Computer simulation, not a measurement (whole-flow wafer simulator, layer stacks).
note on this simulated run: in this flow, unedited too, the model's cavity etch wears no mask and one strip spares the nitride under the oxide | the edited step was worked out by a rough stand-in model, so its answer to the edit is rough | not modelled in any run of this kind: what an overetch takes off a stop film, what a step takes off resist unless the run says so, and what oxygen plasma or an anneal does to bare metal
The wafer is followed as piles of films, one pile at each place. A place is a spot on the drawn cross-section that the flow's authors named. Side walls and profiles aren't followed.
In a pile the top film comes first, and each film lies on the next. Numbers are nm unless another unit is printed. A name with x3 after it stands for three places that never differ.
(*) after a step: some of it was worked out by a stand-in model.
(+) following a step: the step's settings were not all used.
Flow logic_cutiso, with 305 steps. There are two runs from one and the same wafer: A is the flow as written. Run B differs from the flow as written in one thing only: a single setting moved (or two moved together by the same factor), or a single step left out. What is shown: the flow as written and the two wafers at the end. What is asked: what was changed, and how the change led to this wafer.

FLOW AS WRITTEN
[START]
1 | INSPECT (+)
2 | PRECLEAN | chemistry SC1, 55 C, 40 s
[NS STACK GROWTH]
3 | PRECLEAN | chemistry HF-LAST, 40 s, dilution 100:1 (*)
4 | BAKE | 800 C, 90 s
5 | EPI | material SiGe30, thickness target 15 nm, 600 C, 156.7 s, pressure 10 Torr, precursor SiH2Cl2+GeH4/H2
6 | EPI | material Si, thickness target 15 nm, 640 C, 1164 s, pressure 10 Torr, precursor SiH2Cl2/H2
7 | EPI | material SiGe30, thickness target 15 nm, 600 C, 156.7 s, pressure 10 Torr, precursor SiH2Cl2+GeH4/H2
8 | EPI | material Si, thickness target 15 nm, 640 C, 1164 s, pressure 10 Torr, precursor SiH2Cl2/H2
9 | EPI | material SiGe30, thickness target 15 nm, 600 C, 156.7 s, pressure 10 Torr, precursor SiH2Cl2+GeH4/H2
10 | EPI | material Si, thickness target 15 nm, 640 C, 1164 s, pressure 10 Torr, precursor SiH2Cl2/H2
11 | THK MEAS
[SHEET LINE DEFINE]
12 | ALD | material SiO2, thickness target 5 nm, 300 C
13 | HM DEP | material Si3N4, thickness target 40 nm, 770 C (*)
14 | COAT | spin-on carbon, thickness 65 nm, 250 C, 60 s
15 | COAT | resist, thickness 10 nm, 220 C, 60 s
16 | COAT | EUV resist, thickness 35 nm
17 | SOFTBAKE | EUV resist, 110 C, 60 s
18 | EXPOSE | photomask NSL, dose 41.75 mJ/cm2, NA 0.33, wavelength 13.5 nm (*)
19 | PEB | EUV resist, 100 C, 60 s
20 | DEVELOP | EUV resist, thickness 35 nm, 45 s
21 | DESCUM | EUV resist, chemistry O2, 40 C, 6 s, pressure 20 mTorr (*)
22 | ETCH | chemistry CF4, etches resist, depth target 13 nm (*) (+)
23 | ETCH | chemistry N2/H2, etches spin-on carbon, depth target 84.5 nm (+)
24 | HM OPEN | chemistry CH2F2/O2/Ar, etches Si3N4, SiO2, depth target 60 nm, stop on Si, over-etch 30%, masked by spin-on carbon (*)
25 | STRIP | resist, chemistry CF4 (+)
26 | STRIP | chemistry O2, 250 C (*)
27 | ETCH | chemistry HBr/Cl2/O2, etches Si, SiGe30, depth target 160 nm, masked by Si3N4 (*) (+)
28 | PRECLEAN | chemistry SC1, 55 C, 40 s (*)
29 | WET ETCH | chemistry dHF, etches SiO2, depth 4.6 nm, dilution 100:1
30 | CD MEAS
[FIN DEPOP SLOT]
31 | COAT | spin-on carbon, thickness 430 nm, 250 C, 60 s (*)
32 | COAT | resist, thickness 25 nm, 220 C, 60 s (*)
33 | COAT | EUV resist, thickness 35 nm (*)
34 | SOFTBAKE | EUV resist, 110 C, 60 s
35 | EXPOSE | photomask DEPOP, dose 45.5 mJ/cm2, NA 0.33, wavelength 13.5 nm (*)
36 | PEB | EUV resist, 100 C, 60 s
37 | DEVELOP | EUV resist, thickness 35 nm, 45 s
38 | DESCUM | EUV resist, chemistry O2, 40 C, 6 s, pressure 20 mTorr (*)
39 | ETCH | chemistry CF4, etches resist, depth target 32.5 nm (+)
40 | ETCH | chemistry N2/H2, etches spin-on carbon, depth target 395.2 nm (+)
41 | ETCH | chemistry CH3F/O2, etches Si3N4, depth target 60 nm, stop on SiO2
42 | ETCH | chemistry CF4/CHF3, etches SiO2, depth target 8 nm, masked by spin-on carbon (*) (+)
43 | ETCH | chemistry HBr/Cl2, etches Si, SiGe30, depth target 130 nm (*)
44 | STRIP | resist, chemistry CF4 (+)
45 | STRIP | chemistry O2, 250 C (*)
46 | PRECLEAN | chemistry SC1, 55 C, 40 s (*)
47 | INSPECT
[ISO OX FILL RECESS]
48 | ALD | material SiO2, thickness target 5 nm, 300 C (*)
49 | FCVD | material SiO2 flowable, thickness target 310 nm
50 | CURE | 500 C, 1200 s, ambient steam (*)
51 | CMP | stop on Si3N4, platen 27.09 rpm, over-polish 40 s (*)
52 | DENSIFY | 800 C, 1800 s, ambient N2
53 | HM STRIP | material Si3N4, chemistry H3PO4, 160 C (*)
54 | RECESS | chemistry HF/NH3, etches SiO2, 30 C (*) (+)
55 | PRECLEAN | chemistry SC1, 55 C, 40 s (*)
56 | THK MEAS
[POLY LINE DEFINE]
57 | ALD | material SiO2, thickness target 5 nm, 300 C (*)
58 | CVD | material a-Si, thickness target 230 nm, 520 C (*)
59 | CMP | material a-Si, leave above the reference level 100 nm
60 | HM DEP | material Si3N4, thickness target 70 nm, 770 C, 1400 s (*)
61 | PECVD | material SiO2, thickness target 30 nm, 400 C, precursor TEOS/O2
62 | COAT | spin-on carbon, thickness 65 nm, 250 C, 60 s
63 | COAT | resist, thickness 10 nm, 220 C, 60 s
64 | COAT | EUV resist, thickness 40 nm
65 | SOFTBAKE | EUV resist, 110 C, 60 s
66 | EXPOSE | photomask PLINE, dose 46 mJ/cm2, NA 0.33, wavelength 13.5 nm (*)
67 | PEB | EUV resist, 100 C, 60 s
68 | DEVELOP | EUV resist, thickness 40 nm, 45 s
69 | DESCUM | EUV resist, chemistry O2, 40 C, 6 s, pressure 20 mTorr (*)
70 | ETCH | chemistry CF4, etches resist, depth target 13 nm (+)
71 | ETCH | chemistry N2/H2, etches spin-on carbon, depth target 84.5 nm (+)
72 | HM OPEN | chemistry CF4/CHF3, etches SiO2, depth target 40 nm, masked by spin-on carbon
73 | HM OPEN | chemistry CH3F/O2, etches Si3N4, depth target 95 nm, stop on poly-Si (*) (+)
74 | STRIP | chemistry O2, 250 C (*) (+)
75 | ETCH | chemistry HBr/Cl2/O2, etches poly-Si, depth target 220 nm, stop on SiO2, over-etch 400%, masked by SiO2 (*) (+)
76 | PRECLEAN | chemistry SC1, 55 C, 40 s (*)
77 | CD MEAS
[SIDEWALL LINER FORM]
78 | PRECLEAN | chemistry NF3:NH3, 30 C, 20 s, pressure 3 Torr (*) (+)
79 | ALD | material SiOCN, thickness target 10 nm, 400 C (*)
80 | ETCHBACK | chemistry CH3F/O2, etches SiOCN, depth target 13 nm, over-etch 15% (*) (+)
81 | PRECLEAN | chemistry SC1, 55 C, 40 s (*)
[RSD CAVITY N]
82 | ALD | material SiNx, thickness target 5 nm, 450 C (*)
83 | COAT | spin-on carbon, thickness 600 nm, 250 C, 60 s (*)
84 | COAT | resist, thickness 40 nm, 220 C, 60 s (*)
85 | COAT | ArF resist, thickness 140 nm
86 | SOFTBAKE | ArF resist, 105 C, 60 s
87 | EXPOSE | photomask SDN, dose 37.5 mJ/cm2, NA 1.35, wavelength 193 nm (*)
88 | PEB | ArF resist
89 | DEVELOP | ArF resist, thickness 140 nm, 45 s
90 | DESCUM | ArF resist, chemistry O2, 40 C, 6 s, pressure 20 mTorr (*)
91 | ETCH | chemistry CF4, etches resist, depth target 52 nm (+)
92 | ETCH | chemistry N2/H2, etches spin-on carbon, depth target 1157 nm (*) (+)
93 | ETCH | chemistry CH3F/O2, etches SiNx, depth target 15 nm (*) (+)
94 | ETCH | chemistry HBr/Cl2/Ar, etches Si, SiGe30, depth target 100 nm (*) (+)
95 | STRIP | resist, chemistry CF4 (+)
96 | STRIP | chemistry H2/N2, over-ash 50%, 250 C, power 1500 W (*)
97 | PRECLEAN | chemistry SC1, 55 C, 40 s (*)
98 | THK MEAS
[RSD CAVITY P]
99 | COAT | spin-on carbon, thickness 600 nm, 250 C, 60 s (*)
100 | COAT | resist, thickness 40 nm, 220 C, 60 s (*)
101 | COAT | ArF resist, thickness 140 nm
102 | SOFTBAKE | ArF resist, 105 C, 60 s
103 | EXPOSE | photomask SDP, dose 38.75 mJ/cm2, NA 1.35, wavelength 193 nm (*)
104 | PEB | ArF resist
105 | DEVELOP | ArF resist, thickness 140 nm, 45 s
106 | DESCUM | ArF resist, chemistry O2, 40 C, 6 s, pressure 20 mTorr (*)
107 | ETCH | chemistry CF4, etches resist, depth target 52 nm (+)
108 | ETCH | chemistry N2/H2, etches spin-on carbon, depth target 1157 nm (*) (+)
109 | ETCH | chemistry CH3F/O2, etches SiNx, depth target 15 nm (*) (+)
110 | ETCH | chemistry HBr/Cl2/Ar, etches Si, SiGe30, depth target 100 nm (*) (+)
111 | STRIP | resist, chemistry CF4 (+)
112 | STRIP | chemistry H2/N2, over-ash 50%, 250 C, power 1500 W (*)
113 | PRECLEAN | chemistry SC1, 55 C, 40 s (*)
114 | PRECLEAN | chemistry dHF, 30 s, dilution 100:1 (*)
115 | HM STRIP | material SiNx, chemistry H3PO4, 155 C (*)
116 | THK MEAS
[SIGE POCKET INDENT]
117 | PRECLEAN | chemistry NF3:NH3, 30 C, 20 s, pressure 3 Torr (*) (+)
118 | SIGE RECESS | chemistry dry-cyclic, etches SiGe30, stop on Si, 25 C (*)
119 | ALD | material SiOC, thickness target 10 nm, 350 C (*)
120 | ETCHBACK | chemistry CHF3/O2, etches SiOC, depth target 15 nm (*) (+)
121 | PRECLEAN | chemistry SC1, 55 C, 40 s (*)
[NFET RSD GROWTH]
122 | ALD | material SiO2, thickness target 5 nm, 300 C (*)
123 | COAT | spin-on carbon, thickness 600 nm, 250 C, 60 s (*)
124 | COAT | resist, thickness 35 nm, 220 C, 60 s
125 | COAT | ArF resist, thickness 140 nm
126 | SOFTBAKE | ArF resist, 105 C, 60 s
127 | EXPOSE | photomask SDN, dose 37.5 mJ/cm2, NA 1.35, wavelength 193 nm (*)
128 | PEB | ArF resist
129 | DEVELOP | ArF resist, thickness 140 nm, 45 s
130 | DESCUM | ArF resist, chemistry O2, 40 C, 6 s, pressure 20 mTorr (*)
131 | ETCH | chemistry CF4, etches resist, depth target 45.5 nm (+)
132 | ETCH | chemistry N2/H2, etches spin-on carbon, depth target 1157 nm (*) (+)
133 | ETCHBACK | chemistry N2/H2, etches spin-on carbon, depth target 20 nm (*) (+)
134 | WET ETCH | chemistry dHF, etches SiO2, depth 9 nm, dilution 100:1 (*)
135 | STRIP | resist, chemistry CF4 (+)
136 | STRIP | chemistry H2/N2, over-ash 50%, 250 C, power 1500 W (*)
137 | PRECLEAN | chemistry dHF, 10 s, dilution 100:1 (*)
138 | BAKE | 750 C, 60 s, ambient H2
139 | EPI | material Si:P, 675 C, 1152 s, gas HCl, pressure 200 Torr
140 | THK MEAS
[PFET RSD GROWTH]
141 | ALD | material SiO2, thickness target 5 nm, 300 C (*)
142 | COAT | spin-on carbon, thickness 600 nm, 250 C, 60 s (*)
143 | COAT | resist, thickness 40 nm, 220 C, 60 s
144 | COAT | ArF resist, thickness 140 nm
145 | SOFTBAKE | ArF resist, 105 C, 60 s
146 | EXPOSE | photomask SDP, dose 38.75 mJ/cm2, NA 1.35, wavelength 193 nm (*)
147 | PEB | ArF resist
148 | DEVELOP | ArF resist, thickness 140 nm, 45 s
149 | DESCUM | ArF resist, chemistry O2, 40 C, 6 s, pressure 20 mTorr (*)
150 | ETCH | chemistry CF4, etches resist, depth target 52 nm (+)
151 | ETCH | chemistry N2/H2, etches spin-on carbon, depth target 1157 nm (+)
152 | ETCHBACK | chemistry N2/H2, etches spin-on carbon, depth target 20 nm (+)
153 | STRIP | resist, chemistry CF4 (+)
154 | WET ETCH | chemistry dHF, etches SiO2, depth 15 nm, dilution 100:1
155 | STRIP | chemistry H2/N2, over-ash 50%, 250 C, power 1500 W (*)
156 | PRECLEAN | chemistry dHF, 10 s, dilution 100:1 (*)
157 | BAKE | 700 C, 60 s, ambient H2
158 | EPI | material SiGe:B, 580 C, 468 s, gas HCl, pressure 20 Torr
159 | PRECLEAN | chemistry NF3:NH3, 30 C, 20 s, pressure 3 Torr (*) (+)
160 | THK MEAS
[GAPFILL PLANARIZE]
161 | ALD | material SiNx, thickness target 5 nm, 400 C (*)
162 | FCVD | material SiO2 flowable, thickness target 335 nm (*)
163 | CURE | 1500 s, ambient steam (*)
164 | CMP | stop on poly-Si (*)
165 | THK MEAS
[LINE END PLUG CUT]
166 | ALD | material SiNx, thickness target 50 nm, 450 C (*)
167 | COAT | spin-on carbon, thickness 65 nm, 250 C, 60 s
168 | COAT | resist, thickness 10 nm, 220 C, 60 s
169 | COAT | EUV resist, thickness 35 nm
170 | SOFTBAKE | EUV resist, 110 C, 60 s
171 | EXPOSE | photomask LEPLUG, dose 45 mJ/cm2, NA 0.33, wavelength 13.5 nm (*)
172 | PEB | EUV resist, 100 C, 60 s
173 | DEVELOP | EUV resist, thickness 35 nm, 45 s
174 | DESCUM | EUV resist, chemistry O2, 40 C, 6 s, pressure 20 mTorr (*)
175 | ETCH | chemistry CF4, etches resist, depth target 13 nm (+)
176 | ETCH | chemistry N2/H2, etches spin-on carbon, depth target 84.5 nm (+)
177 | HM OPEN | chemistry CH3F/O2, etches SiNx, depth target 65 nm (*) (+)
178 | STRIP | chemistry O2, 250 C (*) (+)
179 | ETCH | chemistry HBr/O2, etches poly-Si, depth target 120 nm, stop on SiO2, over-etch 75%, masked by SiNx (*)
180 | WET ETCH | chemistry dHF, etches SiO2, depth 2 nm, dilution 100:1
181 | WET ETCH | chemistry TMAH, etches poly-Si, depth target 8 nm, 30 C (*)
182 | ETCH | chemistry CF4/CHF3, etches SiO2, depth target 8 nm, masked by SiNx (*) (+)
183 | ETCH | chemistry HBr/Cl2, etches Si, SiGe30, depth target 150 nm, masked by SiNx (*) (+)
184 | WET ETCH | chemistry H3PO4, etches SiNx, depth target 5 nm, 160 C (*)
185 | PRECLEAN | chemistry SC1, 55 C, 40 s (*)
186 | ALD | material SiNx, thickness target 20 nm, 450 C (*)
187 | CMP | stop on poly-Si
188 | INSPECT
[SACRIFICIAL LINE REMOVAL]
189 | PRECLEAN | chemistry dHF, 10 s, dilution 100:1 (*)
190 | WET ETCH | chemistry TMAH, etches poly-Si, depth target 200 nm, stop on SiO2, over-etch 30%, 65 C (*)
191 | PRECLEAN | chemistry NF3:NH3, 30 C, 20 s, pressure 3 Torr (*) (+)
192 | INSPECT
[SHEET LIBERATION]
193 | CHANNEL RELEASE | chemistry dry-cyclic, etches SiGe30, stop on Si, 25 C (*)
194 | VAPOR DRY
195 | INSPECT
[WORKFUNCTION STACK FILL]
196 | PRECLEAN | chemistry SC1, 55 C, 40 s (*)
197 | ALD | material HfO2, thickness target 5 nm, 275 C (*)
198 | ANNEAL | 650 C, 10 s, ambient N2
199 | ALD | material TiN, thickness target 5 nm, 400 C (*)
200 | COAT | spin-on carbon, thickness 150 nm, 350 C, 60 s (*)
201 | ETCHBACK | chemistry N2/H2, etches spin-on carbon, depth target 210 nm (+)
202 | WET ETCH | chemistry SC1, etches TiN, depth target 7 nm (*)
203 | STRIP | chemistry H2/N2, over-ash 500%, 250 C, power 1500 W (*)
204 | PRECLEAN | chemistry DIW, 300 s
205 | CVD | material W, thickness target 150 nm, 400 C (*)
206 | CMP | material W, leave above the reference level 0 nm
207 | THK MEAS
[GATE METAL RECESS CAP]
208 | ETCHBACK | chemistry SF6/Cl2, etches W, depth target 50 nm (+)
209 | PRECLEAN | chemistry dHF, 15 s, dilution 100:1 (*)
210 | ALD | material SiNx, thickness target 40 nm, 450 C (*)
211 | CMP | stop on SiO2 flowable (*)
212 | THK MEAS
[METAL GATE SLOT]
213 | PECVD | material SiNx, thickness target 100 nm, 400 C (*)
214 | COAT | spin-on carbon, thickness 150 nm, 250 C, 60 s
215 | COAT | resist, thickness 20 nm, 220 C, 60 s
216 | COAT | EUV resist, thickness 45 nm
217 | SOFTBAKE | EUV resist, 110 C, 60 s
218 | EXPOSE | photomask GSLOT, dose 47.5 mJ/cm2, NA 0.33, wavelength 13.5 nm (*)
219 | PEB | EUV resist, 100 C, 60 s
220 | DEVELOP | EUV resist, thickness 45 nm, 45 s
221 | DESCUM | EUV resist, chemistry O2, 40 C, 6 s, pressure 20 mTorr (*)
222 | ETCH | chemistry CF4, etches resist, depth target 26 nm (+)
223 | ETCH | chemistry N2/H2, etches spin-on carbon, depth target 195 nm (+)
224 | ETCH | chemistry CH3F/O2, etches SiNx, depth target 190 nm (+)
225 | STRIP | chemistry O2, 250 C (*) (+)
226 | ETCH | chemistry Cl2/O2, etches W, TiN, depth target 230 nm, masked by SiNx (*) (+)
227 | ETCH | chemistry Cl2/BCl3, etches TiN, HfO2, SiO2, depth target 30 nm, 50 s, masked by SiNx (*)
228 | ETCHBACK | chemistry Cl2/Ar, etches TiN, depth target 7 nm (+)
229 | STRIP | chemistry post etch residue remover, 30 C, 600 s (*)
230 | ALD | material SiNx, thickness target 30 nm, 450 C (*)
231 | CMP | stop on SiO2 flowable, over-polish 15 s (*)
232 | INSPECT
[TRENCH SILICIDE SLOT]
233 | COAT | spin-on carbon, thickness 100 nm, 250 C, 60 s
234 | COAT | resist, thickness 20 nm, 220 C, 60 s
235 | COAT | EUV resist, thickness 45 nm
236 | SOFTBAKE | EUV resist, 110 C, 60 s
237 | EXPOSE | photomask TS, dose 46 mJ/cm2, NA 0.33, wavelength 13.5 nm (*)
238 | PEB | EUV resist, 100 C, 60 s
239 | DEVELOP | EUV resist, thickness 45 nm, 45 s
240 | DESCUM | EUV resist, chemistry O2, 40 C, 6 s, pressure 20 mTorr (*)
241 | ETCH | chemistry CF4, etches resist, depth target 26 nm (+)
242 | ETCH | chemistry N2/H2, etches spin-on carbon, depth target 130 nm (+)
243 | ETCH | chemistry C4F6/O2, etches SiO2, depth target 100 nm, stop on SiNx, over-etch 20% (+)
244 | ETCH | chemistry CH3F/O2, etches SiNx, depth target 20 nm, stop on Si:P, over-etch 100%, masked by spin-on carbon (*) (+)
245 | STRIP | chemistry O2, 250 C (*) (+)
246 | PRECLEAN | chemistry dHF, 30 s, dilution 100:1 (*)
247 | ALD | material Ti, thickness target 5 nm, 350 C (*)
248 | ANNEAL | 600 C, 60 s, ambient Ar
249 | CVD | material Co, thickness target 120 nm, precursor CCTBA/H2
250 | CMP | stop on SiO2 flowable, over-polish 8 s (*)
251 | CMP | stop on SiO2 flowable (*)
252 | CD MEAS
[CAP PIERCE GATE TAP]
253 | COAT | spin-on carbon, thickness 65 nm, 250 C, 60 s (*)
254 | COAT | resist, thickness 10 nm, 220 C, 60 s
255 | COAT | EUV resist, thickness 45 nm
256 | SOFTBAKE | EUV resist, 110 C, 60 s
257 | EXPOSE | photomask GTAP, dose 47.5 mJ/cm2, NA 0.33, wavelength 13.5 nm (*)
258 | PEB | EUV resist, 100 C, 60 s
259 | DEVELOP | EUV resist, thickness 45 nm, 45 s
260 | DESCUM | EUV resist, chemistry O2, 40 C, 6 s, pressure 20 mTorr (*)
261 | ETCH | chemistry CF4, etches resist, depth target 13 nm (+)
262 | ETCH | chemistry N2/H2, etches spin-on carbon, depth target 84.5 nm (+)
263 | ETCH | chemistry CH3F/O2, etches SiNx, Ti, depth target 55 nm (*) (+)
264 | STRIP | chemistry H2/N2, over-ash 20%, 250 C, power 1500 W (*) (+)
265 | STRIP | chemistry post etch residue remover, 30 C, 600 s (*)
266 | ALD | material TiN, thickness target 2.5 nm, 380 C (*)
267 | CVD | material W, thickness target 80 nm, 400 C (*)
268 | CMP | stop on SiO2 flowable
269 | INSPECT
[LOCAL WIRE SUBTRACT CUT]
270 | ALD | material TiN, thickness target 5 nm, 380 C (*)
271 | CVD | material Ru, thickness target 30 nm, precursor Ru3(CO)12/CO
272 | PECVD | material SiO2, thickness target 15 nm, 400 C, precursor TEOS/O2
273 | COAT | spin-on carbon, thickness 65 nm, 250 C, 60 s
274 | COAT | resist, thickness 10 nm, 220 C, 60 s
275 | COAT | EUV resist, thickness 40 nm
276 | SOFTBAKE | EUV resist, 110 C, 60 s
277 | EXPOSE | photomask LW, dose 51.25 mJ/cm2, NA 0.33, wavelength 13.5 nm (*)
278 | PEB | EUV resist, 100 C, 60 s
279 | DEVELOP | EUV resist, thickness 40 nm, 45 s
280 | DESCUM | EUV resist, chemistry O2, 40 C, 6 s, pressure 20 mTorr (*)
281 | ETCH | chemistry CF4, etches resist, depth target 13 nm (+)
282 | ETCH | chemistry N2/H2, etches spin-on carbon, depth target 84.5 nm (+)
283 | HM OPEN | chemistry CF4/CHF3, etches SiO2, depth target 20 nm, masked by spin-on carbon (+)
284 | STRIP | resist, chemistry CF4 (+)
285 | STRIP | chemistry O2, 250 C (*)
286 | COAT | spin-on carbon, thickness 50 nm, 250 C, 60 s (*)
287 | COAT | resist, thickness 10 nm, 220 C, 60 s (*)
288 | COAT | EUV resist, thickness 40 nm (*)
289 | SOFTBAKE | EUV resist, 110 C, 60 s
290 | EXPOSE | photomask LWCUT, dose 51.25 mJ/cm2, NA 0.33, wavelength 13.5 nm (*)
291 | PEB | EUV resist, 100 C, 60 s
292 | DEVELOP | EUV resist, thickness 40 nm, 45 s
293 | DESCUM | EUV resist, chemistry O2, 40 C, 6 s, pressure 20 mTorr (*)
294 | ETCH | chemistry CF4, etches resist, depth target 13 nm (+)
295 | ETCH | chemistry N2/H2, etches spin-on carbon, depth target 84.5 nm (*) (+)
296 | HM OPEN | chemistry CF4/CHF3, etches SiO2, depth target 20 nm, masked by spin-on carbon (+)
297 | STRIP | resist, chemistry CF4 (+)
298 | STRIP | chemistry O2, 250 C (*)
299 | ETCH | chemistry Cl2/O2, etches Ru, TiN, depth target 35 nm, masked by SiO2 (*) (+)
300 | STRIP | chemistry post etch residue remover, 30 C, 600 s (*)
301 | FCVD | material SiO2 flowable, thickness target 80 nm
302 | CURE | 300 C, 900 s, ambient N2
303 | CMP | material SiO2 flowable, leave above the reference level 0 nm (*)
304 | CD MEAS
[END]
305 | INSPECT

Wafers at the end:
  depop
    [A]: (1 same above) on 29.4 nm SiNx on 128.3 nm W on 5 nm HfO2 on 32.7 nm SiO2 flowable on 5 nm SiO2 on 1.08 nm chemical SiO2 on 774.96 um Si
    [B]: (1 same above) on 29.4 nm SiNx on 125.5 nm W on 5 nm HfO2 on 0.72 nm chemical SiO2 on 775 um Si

The reason: step 43, ETCH: depth target 78 nm was run, though the flow has depth target 130 nm.

The path from the change to this, step by step:
  43 | ETCH | chemistry HBr/Cl2, etches Si, SiGe30, depth target 130 nm (*)
      depop: A -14 Si (all of it), -15 SiGe30 (all of it), -15 Si (all of it), -15 SiGe30 (all of it), -15 Si (all of it), -15 SiGe30 (all of it), -41 Si | B -14 Si (all of it), -15 SiGe30 (all of it), -15 Si (all of it), -15 SiGe30 (all of it), -15 Si (all of it), -3.97 SiGe30
      dpovl, gl, glp and 16 more: A -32 spin-on carbon | B -21.6 spin-on carbon
      (also at 2 further places)
  45 | STRIP | chemistry O2, 250 C (*)
      depop: A +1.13 chemical SiO2 (new film), -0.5 Si | B +1.54 chemical SiO2 (new film), -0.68 SiGe30
      glp, tap: A -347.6 spin-on carbon (all of it) | B -358 spin-on carbon (all of it)
      (also at 15 further places)
  49 | FCVD | material SiO2 flowable, thickness target 310 nm
      depop: A +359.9 SiO2 flowable (new film) | B +313.1 SiO2 flowable (new film)
      ns: A +201.3 SiO2 flowable (new film) | B +206.8 SiO2 flowable (new film)
  51 | CMP | stop on Si3N4, platen 27.09 rpm, over-polish 40 s (*)
      depop: A -200.5 SiO2 flowable | B -205.9 SiO2 flowable
      dpovl: A -200.4 SiO2 flowable | B -205.8 SiO2 flowable
      (also at 3 further places)
  52 | DENSIFY | 800 C, 1800 s, ambient N2
      depop: A -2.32 SiO2 flowable | B -1.44 SiO2 flowable
  54 | RECESS | chemistry HF/NH3, etches SiO2, 30 C (*) (+)
      depop: A -111.9 SiO2 flowable | B -96 SiO2 flowable (all of it), -5 SiO2 (all of it), -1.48 chemical SiO2 (all of it)
  55 | PRECLEAN | chemistry SC1, 55 C, 40 s (*)
      depop: A -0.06 SiO2 flowable | B +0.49 chemical SiO2 (new film), -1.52 SiGe30
  58 | CVD | material a-Si, thickness target 230 nm, 520 C (*)
      depop: A +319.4 a-Si (new film) | B +310.1 a-Si (new film)
  60 | HM DEP | material Si3N4, thickness target 70 nm, 770 C, 1400 s (*)
      depop: A +70 Si3N4 (new film), +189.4 poly-Si (new film), -189.4 a-Si (all of it) | B +70 Si3N4 (new film), +180.1 poly-Si (new film), -180.1 a-Si (all of it)
  190 | WET ETCH | chemistry TMAH, etches poly-Si, depth target 200 nm, stop on SiO2, over-etch 30%, 65 C (*)
      depop: A -189.4 poly-Si (all of it) | B -180.1 poly-Si (all of it)
  191 | PRECLEAN | chemistry NF3:NH3, 30 C, 20 s, pressure 3 Torr (*) (+)
      depop: A -5 SiO2 (all of it), -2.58 SiO2 flowable | B -5 SiO2 (all of it), -0.49 chemical SiO2 (all of it)
  193 | CHANNEL RELEASE | chemistry dry-cyclic, etches SiGe30, stop on Si, 25 C (*)
      depop: A nothing | B +0.8 chemical SiO2 (new film), -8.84 SiGe30 (all of it), -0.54 Si
